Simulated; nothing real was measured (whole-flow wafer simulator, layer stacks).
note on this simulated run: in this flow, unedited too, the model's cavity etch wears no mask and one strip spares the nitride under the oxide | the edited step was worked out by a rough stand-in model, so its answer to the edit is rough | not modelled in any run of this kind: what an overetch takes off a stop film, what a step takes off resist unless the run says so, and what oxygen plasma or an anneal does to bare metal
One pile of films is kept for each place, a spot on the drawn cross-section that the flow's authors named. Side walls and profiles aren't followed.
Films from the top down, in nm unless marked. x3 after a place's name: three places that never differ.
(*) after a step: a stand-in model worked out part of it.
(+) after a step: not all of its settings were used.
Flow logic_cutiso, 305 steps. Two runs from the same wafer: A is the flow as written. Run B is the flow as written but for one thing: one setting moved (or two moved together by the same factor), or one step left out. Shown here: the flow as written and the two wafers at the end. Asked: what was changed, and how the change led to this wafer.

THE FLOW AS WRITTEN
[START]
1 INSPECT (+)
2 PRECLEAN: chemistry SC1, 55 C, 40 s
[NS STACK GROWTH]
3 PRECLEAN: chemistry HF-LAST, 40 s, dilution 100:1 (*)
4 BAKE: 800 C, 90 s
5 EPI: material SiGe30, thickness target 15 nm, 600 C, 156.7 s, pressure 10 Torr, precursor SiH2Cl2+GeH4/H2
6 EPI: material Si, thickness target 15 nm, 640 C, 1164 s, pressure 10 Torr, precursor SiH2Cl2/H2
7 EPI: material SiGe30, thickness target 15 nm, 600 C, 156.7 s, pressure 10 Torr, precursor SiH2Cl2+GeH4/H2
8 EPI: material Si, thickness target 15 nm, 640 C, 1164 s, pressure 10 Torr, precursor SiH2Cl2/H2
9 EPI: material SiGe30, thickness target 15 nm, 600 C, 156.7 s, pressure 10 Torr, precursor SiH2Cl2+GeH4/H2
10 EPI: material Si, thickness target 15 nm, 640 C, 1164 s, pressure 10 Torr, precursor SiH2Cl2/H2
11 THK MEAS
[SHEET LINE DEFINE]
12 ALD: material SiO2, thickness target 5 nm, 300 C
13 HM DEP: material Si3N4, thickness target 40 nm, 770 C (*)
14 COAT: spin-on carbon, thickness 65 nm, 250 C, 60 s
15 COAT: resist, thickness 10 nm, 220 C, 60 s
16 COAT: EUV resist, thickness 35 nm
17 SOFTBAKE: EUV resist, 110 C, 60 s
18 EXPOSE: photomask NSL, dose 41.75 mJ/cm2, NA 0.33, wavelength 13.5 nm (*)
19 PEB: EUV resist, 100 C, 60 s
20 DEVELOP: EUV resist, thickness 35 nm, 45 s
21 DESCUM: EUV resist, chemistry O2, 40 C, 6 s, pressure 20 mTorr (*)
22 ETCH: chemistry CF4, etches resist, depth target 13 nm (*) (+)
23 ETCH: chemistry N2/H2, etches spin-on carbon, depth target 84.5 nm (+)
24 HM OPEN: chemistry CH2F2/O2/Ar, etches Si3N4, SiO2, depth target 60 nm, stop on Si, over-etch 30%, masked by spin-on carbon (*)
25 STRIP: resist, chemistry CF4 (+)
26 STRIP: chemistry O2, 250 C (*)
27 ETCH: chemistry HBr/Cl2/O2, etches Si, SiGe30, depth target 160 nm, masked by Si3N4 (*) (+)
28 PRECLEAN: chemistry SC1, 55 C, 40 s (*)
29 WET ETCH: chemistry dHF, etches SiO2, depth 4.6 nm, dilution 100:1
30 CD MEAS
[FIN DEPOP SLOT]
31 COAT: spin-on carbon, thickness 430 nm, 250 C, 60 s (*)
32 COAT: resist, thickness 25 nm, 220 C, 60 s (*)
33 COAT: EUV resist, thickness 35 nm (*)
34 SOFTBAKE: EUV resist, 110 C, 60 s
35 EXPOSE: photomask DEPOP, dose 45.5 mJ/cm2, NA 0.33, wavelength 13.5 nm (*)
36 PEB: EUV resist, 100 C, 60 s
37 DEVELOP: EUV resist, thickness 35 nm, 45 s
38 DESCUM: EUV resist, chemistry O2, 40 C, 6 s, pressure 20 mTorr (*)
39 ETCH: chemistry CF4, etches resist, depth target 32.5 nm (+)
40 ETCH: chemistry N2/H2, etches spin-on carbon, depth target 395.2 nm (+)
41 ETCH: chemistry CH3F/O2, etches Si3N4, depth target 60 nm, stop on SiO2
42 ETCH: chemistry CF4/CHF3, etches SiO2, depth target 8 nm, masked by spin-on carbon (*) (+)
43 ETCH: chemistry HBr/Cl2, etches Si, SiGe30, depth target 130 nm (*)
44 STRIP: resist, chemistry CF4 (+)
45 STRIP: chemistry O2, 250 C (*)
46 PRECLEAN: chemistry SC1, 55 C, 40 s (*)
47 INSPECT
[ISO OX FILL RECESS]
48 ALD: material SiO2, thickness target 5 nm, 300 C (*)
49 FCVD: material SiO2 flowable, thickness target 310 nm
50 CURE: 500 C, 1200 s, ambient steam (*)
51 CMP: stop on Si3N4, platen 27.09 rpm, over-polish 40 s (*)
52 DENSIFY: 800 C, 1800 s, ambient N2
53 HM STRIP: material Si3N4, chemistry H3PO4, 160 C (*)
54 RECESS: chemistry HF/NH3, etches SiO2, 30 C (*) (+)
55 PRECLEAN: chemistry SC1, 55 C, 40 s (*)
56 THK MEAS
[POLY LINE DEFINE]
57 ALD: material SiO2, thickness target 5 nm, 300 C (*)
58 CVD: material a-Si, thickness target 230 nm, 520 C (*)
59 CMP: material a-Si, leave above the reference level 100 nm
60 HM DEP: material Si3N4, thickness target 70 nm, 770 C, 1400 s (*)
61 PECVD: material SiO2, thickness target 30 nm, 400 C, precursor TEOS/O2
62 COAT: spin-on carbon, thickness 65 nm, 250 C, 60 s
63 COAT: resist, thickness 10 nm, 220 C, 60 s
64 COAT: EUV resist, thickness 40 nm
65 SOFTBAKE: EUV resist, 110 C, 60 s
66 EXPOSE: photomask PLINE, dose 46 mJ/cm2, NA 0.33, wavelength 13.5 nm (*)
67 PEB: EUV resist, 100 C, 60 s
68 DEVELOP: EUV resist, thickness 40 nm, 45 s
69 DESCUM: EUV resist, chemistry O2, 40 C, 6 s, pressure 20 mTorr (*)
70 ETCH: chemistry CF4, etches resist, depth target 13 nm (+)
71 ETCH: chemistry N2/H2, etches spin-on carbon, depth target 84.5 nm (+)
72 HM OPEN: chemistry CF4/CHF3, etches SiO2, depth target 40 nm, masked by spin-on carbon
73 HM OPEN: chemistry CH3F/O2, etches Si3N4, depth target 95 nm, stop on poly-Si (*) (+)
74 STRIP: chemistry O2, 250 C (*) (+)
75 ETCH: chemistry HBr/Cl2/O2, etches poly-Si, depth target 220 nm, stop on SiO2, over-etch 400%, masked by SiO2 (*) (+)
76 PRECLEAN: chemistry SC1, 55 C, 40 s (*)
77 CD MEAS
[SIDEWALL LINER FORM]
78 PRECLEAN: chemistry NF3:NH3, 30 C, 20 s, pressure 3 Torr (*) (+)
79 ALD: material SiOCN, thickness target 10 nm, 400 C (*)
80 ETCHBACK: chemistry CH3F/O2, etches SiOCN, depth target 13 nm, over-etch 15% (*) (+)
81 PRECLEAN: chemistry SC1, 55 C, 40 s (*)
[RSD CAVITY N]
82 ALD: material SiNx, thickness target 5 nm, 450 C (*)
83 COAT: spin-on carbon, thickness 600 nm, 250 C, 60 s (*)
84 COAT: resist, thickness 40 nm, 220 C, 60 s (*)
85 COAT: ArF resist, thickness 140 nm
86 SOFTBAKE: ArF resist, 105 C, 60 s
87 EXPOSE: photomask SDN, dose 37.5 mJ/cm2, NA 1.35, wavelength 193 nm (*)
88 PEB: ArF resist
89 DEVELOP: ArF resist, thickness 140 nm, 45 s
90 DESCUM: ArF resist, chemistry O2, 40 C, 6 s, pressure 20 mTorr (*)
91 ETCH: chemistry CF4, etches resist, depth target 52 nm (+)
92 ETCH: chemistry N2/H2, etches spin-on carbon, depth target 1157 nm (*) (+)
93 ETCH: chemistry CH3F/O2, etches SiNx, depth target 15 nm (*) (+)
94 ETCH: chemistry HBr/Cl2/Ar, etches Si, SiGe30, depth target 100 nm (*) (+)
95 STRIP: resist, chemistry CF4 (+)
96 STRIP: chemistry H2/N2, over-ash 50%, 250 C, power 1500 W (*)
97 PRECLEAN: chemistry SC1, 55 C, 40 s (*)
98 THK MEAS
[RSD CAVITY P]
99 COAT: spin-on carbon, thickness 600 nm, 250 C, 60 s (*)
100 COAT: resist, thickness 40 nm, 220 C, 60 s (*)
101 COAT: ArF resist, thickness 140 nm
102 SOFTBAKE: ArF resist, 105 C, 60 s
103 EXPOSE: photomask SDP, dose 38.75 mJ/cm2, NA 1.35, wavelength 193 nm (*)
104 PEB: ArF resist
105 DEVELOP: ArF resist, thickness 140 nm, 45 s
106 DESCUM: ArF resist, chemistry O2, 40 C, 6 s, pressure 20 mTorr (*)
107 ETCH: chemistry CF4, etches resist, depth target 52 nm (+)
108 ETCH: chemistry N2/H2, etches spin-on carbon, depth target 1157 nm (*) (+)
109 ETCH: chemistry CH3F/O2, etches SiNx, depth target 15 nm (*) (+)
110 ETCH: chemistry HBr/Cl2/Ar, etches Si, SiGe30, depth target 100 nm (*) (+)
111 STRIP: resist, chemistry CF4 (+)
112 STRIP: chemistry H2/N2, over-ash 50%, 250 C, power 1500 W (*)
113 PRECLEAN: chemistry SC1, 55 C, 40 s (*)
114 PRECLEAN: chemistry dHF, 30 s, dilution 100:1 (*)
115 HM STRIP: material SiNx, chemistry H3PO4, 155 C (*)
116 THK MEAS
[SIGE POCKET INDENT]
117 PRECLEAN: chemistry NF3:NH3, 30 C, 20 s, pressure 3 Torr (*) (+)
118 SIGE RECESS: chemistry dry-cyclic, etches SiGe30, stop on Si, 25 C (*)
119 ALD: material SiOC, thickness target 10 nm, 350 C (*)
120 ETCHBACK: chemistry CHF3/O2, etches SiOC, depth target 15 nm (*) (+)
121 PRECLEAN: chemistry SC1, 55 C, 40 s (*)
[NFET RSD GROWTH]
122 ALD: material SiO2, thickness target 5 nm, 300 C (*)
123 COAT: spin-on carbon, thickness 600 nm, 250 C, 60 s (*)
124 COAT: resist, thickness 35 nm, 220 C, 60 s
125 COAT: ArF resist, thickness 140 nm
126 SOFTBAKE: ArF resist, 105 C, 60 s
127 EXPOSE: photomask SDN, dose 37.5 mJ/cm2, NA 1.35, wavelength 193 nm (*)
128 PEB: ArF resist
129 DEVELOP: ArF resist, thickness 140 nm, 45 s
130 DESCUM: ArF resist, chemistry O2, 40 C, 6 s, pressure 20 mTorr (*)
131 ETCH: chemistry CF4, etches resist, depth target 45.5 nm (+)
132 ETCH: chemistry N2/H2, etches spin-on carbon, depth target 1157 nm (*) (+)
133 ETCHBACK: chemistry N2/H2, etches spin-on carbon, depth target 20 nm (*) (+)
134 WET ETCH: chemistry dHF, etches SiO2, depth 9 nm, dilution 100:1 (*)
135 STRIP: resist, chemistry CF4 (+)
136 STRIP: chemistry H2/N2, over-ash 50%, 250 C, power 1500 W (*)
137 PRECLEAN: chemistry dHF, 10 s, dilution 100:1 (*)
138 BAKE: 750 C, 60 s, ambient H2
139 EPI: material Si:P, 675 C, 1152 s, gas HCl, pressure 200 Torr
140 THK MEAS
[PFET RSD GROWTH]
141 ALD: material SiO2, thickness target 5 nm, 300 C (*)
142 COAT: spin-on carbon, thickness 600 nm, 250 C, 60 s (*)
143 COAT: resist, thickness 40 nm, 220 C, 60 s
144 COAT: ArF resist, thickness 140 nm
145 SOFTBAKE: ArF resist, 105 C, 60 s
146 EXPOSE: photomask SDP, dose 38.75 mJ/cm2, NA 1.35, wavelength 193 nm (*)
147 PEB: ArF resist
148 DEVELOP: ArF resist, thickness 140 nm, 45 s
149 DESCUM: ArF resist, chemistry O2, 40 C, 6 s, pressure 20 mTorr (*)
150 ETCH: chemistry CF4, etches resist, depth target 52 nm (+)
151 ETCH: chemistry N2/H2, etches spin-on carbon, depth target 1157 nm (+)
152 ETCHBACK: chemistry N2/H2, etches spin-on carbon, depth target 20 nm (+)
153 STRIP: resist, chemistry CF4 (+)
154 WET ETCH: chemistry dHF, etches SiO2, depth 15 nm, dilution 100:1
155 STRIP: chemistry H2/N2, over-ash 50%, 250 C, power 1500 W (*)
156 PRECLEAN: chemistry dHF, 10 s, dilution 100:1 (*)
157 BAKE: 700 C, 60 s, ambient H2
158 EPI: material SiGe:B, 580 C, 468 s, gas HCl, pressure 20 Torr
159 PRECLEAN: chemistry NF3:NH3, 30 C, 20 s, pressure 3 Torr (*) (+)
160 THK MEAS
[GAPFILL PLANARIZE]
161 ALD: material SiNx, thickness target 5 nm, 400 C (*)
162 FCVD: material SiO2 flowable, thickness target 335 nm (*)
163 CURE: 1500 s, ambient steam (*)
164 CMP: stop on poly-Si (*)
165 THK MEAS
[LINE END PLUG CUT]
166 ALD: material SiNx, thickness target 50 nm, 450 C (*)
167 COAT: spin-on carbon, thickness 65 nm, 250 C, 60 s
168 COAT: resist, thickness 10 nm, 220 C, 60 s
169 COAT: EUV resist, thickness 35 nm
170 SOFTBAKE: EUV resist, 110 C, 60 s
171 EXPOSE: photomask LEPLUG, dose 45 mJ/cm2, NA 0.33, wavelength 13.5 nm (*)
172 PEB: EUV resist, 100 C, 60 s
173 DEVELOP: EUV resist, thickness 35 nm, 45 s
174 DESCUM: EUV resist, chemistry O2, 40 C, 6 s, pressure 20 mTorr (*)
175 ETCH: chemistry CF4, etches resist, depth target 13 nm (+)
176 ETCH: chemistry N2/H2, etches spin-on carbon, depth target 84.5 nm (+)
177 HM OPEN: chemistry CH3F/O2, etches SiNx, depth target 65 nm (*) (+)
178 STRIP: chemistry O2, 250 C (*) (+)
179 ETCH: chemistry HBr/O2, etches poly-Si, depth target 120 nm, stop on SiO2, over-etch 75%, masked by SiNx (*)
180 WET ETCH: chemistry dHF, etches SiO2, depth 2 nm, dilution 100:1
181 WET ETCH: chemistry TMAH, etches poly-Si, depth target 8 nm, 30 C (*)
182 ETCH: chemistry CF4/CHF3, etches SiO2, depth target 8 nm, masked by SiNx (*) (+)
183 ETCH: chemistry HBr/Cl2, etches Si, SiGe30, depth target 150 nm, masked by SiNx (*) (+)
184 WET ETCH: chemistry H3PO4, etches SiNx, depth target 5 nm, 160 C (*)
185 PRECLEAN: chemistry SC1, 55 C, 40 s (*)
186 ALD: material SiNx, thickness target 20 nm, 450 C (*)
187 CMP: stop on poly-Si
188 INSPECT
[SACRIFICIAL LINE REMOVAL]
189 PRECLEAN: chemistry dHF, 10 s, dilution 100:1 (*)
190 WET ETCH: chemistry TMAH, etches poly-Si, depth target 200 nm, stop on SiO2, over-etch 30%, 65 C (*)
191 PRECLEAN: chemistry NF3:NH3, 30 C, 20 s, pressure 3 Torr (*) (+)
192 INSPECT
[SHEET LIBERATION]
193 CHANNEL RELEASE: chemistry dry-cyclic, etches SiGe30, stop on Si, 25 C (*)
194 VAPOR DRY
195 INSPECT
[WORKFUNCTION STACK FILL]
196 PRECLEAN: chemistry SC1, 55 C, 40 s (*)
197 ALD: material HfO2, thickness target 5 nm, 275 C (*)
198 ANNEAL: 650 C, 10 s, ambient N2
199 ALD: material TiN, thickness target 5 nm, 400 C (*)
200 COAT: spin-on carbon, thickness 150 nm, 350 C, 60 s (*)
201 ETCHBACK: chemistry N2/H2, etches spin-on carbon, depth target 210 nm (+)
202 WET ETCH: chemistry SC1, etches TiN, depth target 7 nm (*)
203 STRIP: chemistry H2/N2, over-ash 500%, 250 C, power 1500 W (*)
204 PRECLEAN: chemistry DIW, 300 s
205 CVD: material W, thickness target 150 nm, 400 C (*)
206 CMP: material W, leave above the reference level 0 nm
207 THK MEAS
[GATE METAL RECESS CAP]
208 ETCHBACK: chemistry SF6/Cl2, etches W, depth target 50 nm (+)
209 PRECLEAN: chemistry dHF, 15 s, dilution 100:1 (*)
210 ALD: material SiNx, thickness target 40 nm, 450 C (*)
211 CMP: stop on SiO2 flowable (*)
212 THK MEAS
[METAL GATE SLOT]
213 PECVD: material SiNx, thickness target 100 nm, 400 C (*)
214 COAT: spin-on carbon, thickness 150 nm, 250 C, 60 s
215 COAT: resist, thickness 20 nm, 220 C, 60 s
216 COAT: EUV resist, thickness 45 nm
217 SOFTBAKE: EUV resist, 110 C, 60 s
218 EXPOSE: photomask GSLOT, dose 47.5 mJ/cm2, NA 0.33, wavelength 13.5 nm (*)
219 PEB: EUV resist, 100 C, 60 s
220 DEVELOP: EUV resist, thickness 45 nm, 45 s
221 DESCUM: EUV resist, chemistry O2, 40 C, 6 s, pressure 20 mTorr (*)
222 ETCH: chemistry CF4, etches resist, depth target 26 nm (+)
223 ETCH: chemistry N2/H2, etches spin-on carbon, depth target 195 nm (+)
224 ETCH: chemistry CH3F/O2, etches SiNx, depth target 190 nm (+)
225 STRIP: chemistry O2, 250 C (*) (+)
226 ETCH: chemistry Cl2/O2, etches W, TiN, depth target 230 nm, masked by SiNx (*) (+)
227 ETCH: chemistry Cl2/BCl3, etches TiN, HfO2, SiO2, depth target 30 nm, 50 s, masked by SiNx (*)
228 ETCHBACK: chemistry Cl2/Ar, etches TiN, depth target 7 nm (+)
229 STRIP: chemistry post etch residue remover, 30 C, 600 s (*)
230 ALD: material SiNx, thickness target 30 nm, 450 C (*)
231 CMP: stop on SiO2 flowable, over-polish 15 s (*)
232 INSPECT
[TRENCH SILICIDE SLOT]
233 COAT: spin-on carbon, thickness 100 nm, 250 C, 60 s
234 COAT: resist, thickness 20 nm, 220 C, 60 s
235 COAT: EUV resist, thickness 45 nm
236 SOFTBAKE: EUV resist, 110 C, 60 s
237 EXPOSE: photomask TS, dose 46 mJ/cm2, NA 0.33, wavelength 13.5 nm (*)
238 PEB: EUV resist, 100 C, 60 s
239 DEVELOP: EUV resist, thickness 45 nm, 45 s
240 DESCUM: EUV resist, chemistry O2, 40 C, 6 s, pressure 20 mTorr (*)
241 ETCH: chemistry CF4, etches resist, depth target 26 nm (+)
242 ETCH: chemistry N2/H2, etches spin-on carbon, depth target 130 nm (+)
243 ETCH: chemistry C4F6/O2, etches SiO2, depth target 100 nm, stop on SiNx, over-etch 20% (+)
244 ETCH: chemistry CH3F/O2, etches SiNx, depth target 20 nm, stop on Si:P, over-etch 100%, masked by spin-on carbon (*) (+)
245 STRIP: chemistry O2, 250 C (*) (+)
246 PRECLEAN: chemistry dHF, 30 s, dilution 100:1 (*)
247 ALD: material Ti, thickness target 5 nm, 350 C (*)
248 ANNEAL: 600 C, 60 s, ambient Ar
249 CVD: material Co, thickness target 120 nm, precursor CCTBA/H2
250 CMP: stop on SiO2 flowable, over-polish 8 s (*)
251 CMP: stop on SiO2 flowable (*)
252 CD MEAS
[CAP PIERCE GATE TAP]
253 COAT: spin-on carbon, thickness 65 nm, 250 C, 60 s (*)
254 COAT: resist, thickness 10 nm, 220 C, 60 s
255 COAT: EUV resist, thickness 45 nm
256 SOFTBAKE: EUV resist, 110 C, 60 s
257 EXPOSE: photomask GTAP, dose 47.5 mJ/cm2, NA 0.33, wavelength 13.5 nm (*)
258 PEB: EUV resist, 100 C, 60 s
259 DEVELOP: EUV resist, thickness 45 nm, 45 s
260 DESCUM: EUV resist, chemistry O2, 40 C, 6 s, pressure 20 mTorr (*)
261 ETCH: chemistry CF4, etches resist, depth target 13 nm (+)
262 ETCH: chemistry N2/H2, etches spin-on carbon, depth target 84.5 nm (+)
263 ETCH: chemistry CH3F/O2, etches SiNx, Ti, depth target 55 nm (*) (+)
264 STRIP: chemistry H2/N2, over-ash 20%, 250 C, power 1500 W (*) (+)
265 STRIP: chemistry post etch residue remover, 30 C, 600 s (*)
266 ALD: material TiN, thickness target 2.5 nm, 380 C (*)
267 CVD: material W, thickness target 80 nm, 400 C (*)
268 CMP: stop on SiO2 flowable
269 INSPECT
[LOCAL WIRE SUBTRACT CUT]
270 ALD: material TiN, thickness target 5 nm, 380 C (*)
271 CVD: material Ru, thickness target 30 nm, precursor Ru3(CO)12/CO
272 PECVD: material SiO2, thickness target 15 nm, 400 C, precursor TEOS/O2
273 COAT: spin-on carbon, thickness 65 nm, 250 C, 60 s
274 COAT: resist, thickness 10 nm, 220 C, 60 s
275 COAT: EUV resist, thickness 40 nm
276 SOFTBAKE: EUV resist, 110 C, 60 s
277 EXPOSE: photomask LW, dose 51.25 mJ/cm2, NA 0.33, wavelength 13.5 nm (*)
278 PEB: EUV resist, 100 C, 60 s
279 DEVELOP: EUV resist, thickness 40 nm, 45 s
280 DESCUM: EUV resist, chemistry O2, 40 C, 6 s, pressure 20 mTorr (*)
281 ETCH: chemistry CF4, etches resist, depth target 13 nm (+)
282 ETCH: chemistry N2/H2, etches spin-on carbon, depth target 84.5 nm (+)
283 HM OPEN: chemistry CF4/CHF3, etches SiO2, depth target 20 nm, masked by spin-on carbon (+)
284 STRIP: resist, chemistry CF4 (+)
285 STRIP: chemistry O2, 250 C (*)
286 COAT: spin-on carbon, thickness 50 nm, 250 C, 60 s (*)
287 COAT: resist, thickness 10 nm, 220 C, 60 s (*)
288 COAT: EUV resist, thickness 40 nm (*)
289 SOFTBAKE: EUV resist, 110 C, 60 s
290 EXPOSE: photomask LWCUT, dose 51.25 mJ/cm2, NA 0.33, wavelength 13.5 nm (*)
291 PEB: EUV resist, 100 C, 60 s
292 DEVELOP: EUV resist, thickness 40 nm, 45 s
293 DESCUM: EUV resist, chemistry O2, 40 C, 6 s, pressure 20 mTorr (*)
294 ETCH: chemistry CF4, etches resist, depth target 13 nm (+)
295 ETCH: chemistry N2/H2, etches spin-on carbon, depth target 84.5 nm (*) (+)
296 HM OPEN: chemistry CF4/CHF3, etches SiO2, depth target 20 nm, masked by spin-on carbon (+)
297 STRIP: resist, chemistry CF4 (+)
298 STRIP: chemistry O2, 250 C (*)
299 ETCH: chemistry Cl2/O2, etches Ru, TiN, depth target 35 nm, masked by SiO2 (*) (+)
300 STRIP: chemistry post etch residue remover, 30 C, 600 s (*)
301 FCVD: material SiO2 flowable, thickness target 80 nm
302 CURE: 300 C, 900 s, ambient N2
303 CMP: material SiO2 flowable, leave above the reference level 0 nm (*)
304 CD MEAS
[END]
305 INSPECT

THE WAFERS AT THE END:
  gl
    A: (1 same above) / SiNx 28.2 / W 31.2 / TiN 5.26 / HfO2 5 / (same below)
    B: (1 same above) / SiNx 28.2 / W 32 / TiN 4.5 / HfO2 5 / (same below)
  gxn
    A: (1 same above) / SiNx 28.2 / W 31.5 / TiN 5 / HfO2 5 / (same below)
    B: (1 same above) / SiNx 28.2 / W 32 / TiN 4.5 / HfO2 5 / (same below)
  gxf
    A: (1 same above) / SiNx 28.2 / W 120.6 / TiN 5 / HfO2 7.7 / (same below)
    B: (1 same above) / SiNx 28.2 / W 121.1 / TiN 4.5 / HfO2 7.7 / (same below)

The cause: step 199, ALD: thickness target 4.5 nm was run, where the flow has thickness target 5 nm.
It can be read off the wafer: gxn has TiN 4.5, and step 199 as written asks for 5 nm.

How the change led to this, step by step:
  199 ALD: material TiN, thickness target 5 nm, 400 C (*)
      gl, glp, tap: A TiN +5.26 (new film), TiN +4.49 (new film), cavity -4.49 (all of it), TiN +4.49 (new film), cavity -4.49 (all of it), TiN +4.49 (new film), cavity -4.49 (all of it) | B TiN +4.5 (new film), TiN +4.49 (new film), cavity -4.49 (all of it), TiN +4.49 (new film), cavity -4.49 (all of it), TiN +4.49 (new film), cavity -4.49 (all of it)
  203 STRIP: chemistry H2/N2, over-ash 500%, 250 C, power 1500 W (*)
      gl, glp: A spin-on carbon -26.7 (all of it) | B spin-on carbon -25.5 (all of it)
      gxn, gxp: A spin-on carbon -26.8 (all of it) | B spin-on carbon -25.2 (all of it)
      (and at 1 more place)
